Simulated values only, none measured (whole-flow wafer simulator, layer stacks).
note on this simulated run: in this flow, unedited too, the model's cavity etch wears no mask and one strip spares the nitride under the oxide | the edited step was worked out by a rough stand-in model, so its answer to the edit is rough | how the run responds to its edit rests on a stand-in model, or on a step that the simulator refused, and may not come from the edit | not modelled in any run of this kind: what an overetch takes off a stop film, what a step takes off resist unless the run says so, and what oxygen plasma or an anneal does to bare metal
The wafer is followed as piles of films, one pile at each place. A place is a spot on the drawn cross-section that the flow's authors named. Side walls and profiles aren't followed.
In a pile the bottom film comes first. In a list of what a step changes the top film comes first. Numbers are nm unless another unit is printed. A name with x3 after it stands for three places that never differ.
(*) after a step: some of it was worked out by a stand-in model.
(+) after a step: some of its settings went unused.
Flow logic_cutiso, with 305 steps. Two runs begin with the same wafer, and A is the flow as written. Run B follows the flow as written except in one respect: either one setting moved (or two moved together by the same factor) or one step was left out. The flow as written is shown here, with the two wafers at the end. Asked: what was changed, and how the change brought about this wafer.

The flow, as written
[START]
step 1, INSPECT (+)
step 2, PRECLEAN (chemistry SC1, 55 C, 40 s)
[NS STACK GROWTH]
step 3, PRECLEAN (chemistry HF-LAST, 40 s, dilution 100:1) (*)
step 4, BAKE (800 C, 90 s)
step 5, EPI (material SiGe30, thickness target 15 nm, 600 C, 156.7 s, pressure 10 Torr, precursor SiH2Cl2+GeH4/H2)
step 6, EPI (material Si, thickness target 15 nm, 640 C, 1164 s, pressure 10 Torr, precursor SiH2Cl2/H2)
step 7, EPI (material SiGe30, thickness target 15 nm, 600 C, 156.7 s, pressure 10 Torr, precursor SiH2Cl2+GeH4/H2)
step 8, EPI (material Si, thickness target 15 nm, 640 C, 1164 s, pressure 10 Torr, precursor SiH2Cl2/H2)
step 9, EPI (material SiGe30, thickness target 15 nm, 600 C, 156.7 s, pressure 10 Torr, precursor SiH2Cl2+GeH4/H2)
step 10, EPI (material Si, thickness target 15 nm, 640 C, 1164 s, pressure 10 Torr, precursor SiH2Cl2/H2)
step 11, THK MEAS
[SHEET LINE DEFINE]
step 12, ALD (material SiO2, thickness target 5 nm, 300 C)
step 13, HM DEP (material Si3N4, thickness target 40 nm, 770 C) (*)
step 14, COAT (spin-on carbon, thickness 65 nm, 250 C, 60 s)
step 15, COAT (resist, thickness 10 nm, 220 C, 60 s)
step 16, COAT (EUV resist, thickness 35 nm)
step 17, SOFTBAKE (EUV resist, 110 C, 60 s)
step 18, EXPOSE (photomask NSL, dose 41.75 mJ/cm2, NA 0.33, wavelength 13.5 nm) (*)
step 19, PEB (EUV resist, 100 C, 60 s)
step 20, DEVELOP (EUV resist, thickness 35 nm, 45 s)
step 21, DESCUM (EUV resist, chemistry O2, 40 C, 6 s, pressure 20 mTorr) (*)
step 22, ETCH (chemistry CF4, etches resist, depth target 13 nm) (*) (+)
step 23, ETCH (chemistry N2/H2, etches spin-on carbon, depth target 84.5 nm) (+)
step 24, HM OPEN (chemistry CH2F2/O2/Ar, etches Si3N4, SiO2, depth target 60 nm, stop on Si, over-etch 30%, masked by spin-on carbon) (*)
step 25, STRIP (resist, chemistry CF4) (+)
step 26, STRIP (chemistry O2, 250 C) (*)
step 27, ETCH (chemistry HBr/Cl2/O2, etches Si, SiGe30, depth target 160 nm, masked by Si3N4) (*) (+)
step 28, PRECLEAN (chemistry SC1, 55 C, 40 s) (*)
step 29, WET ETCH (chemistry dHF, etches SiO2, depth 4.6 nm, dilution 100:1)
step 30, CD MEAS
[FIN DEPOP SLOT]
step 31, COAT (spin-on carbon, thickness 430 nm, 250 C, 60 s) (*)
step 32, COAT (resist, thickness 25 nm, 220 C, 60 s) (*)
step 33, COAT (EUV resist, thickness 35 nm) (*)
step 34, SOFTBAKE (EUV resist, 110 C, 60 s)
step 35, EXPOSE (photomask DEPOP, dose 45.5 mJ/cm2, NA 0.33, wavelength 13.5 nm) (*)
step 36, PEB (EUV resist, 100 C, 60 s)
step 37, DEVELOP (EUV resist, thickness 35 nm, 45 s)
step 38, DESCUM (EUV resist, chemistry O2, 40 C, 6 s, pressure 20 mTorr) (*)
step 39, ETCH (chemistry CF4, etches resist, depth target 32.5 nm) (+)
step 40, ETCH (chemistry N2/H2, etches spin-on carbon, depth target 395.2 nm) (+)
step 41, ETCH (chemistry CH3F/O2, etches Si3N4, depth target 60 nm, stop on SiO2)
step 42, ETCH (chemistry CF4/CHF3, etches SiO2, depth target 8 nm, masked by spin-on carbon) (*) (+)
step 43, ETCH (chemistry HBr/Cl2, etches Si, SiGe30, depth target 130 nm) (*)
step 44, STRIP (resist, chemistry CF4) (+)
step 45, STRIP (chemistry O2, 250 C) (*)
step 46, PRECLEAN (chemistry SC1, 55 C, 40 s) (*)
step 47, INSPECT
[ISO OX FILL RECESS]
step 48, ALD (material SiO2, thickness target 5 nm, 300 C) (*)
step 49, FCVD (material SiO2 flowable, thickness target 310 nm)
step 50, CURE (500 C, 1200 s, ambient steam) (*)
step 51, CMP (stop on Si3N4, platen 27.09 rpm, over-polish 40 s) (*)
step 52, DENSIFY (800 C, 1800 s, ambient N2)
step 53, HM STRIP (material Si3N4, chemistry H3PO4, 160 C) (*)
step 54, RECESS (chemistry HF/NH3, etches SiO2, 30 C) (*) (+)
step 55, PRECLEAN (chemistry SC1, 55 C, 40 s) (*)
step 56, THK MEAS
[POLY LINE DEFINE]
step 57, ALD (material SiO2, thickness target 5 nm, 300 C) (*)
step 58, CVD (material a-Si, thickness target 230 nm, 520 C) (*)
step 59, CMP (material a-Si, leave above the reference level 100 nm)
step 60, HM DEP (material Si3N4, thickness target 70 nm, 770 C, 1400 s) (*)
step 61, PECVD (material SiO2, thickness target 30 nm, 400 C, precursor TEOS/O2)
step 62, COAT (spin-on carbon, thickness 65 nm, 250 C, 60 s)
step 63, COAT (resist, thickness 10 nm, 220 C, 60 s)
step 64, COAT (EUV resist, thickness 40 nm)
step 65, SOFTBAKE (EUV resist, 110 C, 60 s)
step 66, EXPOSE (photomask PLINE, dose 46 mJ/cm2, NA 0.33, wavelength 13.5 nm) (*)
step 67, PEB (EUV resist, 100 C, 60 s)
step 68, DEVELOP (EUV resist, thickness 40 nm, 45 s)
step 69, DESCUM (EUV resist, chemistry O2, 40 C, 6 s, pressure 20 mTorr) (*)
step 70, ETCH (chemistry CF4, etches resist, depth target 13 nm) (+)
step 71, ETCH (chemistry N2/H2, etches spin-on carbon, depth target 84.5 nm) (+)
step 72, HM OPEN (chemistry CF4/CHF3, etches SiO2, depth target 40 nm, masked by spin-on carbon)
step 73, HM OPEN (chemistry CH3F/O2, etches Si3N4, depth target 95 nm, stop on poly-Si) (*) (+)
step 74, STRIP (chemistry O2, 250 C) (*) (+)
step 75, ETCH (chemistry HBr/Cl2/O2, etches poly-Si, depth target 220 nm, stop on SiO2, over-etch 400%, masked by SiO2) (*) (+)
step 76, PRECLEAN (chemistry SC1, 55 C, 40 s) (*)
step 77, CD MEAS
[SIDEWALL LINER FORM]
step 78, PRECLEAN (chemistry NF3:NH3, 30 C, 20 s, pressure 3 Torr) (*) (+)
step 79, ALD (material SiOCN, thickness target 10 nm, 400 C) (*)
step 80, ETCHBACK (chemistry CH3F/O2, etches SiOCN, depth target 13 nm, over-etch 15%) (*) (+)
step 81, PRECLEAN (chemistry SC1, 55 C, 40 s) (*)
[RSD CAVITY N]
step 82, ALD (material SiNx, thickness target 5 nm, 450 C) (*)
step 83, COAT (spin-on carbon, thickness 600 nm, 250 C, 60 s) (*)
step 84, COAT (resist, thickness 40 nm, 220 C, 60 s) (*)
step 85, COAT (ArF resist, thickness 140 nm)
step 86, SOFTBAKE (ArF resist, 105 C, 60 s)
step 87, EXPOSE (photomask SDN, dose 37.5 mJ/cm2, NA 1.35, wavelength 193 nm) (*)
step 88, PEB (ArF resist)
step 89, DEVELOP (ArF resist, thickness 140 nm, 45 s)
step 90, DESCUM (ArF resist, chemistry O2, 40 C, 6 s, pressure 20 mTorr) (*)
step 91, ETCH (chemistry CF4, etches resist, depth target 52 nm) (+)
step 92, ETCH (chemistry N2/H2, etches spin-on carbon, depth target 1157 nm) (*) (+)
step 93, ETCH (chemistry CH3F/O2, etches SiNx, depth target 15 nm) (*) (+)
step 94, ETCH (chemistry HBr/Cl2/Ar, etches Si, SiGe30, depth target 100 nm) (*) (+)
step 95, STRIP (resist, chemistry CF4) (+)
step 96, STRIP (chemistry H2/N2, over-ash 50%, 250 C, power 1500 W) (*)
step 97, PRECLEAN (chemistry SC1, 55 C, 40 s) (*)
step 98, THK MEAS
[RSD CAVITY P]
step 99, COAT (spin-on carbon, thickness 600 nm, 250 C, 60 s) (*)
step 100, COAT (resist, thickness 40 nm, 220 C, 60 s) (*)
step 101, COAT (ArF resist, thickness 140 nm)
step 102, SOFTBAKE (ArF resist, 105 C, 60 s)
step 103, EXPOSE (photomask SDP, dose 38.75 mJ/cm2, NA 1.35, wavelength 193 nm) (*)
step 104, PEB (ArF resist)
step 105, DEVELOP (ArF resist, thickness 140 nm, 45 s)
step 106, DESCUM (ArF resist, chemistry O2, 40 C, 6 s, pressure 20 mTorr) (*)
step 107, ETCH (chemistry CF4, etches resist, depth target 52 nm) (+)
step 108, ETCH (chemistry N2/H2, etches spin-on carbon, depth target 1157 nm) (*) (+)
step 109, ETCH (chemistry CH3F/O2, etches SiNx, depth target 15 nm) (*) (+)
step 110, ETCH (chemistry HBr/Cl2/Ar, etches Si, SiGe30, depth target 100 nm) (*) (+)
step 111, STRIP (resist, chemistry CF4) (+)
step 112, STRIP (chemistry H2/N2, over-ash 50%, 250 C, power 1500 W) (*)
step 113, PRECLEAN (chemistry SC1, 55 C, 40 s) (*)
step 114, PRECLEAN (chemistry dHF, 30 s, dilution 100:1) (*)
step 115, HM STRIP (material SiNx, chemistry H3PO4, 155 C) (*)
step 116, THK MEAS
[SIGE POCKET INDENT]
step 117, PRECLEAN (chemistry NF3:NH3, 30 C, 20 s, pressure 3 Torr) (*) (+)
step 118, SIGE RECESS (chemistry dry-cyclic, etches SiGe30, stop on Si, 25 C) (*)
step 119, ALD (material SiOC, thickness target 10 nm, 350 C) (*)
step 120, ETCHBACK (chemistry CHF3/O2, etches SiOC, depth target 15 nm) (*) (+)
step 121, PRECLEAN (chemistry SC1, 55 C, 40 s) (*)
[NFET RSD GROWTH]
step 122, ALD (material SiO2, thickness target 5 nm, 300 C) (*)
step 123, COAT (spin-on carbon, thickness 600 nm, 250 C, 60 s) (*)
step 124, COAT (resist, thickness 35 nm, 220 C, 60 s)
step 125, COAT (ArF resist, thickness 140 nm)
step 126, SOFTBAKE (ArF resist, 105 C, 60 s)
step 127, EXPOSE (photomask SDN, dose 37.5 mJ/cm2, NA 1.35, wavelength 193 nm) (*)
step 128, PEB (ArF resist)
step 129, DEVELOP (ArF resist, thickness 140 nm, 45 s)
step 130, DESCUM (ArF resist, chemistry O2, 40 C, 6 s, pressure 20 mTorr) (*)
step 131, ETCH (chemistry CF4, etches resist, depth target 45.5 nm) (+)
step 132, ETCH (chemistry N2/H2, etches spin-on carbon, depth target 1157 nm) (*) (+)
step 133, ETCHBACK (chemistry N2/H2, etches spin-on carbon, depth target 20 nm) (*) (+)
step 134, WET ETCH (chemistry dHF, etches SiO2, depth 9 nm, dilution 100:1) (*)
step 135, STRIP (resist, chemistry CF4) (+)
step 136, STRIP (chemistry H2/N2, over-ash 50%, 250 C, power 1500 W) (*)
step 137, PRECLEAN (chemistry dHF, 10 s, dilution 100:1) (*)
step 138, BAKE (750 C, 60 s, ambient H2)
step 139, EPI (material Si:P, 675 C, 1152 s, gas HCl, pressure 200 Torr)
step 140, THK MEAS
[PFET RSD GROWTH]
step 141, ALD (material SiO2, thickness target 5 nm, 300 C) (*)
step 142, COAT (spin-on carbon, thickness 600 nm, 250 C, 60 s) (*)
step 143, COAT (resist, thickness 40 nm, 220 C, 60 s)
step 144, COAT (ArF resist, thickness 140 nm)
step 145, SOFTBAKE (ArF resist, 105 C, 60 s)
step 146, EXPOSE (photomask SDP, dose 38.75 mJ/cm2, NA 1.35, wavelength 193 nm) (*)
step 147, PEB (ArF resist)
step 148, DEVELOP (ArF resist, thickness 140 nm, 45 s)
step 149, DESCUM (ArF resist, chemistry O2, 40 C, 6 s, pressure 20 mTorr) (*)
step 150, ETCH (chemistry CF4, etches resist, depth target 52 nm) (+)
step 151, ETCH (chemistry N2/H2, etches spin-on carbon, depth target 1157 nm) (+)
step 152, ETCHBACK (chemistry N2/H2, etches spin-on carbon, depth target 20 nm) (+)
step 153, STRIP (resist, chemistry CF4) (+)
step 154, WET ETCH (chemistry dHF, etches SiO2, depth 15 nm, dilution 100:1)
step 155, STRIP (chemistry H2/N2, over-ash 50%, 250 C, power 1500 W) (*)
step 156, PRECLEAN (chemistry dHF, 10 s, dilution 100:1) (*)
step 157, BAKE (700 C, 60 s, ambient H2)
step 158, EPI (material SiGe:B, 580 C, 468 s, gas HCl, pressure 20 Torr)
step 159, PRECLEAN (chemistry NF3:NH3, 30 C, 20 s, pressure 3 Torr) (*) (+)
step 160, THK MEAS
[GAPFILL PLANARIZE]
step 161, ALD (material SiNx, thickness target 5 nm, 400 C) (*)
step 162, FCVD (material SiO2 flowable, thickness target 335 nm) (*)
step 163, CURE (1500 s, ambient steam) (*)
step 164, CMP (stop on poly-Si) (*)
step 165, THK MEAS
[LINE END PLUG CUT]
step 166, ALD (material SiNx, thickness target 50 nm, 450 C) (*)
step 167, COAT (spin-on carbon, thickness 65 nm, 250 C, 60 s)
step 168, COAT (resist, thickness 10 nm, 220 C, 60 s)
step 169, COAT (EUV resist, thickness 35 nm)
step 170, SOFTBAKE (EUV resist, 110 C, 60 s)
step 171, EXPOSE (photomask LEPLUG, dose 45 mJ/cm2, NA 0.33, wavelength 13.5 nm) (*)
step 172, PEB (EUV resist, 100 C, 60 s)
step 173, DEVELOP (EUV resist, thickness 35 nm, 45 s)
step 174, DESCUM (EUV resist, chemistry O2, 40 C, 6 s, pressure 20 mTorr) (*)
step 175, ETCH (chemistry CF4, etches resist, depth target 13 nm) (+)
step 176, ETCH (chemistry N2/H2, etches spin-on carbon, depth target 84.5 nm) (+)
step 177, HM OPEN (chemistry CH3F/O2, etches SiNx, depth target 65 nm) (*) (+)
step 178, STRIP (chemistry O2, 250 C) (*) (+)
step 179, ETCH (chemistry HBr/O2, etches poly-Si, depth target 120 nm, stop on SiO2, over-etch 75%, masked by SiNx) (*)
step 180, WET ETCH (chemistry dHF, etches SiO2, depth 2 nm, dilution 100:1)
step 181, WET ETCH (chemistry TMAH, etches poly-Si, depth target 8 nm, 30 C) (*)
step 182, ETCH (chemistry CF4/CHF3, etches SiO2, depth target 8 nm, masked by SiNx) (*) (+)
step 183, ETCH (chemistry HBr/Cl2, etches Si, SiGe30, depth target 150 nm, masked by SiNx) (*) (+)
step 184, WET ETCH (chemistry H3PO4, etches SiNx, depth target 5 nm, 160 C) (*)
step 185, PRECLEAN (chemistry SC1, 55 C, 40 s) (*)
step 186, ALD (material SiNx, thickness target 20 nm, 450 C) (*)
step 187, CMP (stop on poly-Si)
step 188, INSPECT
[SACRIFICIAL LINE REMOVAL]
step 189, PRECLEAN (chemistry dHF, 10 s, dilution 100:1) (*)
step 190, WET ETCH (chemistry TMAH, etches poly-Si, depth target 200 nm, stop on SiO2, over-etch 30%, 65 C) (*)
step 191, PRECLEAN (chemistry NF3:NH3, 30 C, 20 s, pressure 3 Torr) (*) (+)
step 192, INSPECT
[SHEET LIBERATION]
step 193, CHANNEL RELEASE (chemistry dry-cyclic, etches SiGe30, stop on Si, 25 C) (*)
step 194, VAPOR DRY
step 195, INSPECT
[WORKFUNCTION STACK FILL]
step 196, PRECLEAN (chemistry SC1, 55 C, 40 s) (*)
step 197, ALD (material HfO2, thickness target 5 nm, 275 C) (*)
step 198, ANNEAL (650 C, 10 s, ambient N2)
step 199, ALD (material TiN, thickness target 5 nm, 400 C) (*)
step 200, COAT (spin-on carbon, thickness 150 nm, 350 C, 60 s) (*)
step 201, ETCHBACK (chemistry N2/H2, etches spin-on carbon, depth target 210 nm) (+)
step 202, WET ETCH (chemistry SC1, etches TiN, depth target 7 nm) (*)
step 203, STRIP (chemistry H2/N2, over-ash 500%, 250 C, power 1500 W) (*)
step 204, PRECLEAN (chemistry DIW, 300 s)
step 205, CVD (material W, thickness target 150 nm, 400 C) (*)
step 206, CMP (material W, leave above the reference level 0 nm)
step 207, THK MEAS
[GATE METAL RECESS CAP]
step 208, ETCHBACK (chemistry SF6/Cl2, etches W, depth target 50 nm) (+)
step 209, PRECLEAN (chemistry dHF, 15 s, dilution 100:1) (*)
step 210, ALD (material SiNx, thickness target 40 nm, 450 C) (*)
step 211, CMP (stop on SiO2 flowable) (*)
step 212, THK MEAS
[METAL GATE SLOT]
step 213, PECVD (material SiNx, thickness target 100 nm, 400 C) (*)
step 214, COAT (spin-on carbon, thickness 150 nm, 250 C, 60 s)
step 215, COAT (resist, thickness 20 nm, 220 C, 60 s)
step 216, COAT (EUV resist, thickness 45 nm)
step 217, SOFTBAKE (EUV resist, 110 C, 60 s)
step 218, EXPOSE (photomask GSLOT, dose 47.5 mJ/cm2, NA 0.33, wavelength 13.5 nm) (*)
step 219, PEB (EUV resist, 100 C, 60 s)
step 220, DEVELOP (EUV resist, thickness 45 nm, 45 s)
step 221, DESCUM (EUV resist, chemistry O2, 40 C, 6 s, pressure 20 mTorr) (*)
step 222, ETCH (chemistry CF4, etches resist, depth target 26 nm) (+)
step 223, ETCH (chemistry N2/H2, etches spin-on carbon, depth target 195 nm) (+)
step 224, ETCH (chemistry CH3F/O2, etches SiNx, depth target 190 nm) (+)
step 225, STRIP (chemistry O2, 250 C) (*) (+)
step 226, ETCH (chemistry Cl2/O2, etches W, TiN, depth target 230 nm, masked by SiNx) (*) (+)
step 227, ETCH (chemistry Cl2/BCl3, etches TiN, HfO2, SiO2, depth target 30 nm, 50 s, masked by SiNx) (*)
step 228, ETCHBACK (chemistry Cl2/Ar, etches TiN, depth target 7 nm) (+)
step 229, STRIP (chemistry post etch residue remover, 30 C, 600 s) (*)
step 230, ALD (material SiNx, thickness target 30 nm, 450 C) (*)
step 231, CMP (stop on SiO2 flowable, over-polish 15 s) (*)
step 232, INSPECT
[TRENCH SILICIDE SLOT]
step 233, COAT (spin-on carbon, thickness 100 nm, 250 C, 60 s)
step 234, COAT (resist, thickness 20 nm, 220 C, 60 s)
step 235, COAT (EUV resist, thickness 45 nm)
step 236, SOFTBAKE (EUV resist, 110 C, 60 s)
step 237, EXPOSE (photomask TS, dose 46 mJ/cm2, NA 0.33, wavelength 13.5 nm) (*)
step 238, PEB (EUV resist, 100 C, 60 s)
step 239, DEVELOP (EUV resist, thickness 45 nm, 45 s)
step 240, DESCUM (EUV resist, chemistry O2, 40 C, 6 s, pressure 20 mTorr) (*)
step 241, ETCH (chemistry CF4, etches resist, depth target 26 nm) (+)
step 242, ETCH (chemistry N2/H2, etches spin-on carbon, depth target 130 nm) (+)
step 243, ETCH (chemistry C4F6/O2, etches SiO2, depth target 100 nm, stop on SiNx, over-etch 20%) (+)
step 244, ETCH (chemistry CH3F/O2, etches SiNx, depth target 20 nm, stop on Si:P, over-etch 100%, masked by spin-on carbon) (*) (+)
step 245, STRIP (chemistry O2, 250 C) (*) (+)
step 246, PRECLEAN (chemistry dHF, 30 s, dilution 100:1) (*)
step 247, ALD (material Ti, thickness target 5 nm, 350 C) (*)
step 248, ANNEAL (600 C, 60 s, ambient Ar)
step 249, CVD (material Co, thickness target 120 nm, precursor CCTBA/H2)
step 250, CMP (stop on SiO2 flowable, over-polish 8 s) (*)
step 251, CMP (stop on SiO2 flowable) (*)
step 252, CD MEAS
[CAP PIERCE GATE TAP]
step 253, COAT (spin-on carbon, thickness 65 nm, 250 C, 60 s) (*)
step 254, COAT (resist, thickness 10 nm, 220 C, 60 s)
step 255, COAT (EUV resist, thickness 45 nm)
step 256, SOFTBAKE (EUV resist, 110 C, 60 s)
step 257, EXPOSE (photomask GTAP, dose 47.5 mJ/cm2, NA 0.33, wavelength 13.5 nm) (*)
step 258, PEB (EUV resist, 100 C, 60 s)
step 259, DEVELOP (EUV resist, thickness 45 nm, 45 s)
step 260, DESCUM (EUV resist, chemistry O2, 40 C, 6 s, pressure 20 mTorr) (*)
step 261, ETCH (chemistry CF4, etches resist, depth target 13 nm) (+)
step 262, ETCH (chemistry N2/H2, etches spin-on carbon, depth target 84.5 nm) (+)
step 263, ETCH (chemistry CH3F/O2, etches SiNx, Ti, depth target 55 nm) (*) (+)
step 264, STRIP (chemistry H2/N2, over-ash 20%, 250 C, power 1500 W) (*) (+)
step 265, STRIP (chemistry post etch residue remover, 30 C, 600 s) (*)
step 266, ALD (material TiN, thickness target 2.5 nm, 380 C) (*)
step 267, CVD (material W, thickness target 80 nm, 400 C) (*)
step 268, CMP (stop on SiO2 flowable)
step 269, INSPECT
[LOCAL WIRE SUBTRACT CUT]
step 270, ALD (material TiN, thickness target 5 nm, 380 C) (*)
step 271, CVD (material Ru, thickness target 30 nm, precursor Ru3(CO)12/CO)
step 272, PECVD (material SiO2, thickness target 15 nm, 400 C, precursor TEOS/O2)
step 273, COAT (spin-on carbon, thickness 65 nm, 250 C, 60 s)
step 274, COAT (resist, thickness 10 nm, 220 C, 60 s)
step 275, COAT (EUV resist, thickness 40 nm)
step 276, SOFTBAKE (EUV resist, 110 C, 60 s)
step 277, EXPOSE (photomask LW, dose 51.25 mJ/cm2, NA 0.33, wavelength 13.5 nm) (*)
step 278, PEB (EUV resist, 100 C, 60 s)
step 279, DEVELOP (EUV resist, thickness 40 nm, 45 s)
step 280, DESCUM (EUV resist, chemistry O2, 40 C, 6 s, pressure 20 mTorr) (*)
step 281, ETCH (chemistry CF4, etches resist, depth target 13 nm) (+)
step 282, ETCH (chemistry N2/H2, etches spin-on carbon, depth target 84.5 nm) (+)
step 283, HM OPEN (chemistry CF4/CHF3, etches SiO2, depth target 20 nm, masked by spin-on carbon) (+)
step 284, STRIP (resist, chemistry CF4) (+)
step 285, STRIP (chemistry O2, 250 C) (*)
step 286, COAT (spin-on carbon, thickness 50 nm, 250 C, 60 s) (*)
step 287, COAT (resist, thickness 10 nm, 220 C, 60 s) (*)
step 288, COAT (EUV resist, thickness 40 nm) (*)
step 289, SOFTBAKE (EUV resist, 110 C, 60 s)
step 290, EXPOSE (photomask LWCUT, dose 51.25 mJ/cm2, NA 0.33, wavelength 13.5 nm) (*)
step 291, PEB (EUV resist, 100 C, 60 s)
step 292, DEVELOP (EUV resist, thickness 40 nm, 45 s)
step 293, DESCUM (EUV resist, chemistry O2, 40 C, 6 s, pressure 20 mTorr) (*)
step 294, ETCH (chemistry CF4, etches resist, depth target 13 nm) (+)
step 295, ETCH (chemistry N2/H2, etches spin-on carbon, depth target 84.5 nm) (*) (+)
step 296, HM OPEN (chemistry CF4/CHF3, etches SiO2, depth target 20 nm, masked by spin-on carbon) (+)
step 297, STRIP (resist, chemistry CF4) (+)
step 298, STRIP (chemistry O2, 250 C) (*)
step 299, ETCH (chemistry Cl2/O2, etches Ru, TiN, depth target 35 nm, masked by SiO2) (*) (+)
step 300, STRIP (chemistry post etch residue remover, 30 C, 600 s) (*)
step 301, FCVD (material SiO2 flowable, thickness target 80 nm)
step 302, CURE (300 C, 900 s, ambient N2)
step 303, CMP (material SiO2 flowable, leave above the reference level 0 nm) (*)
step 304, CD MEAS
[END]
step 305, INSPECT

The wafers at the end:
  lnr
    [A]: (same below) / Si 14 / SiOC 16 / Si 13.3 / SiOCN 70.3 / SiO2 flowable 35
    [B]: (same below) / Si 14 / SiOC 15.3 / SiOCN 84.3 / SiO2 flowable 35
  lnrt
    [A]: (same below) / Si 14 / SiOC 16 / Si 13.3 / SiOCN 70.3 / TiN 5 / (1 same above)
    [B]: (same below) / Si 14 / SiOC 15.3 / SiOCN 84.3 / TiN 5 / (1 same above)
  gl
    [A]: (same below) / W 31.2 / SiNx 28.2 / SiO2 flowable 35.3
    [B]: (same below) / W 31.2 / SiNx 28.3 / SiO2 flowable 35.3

Cause: step 75, ETCH: over-etch 640% was run, whereas the flow has over-etch 400%.

How this came from the change, step by step:
  step 75, ETCH (chemistry HBr/Cl2/O2, etches poly-Si, depth target 220 nm, stop on SiO2, over-etch 400%, masked by SiO2) (*) (+)
      lnr, lnrp, lnrt, rsdn, rsdp, rsdw, rsdx: A chemical SiO2 loses 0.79 (all of it), poly-Si loses 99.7 (all of it), SiO2 loses 5 (all of it) | B chemical SiO2 loses 0.79 (all of it), poly-Si loses 99.7 (all of it), SiO2 loses 5 (all of it), chemical SiO2 loses 0.49 (all of it), Si loses 13.9 (all of it)
      iso, lnri: A chemical SiO2 loses 0.79 (all of it), poly-Si loses 189.1 (all of it), SiO2 loses 4.55 | B chemical SiO2 loses 0.79 (all of it), poly-Si loses 189.1 (all of it), SiO2 loses 5 (all of it), SiO2 flowable loses 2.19
      (as well as at 13 more places)
  step 80, ETCHBACK (chemistry CH3F/O2, etches SiOCN, depth target 13 nm, over-etch 15%) (*) (+)
      rsdn, rsdp, rsdw, rsdx: A SiOCN loses 10 (all of it), Si loses 0.7 | B SiOCN loses 10 (all of it), SiGe30 loses 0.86
      lnr, lnrp, lnrt: A SiOCN gains 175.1 | B SiOCN gains 186.9
  step 94, ETCH (chemistry HBr/Cl2/Ar, etches Si, SiGe30, depth target 100 nm) (*) (+)
      rsdn, rsdx: A chemical SiO2 loses 0.49 (all of it), Si loses 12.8 (all of it), SiGe30 loses 15 (all of it), Si loses 15 (all of it), SiGe30 loses 15 (all of it), Si loses 15 (all of it), SiGe30 loses 15 (all of it), Si loses 12.2 | B chemical SiO2 loses 0.49 (all of it), SiGe30 loses 13.7 (all of it), Si loses 15 (all of it), SiGe30 loses 15 (all of it), Si loses 15 (all of it), SiGe30 loses 15 (all of it), Si loses 26.3
  step 110, ETCH (chemistry HBr/Cl2/Ar, etches Si, SiGe30, depth target 100 nm) (*) (+)
      rsdp, rsdw: A chemical SiO2 loses 0.49 (all of it), Si loses 12.8 (all of it), SiGe30 loses 15 (all of it), Si loses 15 (all of it), SiGe30 loses 15 (all of it), Si loses 15 (all of it), SiGe30 loses 15 (all of it), Si loses 12.2 | B chemical SiO2 loses 0.49 (all of it), SiGe30 loses 13.7 (all of it), Si loses 15 (all of it), SiGe30 loses 15 (all of it), Si loses 15 (all of it), SiGe30 loses 15 (all of it), Si loses 26.3
  step 118, SIGE RECESS (chemistry dry-cyclic, etches SiGe30, stop on Si, 25 C) (*)
      lnr, lnrp, lnrt: A SiOCN loses 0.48, Si loses 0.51, cavity gains 16 (new film), SiGe30 loses 15 (all of it), Si loses 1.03, cavity gains 16 (new film), SiGe30 loses 15 (all of it), Si loses 1.03, cavity gains 16 (new film), SiGe30 loses 15 (all of it), Si loses 0.51 | B SiOCN loses 0.48, cavity gains 15.3 (new film), SiGe30 loses 14.8 (all of it), Si loses 1.03, cavity gains 16 (new film), SiGe30 loses 15 (all of it), Si loses 1.03, cavity gains 16 (new film), SiGe30 loses 15 (all of it), Si loses 0.51
  step 119, ALD (material SiOC, thickness target 10 nm, 350 C) (*)
      lnr, lnrp, lnrt: A SiOC gains 10 (new film), SiOC gains 16 (new film), cavity loses 16 (all of it), SiOC gains 16 (new film), cavity loses 16 (all of it), SiOC gains 16 (new film), cavity loses 16 (all of it) | B SiOC gains 10 (new film), SiOC gains 15.3 (new film), cavity loses 15.3 (all of it), SiOC gains 16 (new film), cavity loses 16 (all of it), SiOC gains 16 (new film), cavity loses 16 (all of it)
  step 120, ETCHBACK (chemistry CHF3/O2, etches SiOC, depth target 15 nm) (*) (+)
      gxn: A SiOC loses 11 (all of it), SiO2 loses 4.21 (all of it) | B SiOC loses 10.8 (all of it), SiO2 loses 1.93 (all of it), Si3N4 loses 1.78
      gxp: A SiOC loses 11 (all of it), SiO2 loses 4.25 (all of it) | B SiOC loses 10.7 (all of it), SiO2 loses 1.97 (all of it), Si3N4 loses 1.77
      (as well as at 3 more places)
  step 122, ALD (material SiO2, thickness target 5 nm, 300 C) (*)
      gxn: A SiO2 gains 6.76 (new film) | B SiO2 gains 5.02 (new film)
      gxp: A SiO2 gains 6.75 (new film) | B SiO2 gains 5 (new film)
  step 132, ETCH (chemistry N2/H2, etches spin-on carbon, depth target 1157 nm) (*) (+)
      gxn: A spin-on carbon loses 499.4 (all of it), SiO2 loses 6.06 | B spin-on carbon loses 497.4 (all of it), SiO2 loses 5.02 (all of it), Si3N4 loses 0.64
  step 133, ETCHBACK (chemistry N2/H2, etches spin-on carbon, depth target 20 nm) (*) (+)
      gxn: A SiO2 loses 0.7 (all of it), Si3N4 loses 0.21 | B Si3N4 loses 0.56
  step 139, EPI (material Si:P, 675 C, 1152 s, gas HCl, pressure 200 Torr)
      rsdn, rsdx: A Si:P gains 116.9 (new film) | B Si:P gains 131 (new film)
  step 141, ALD (material SiO2, thickness target 5 nm, 300 C) (*)
      gxp: A SiO2 gains 5 | B SiO2 gains 7.15
  step 158, EPI (material SiGe:B, 580 C, 468 s, gas HCl, pressure 20 Torr)
      rsdp, rsdw: A SiGe:B gains 116.8 (new film) | B SiGe:B gains 131 (new film)
  step 164, CMP (stop on poly-Si) (*)
      depop, dpovl, isow, ns, nsgap: A SiO2 flowable loses 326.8 (all of it), SiNx loses 5 (all of it), SiO2 loses 4.13 (all of it), Si3N4 loses 70 (all of it) | B SiO2 flowable loses 326.8 (all of it), SiNx loses 5 (all of it), SiO2 loses 1.86 (all of it), Si3N4 loses 70 (all of it)
      gfld, gxf: A SiO2 flowable loses 251.9 (all of it), SiNx loses 5 (all of it), SiO2 loses 4.13 (all of it), Si3N4 loses 70 (all of it) | B SiO2 flowable loses 252.6 (all of it), SiNx loses 5 (all of it), SiO2 loses 1.86 (all of it), Si3N4 loses 70 (all of it)
      (as well as at 10 more places)
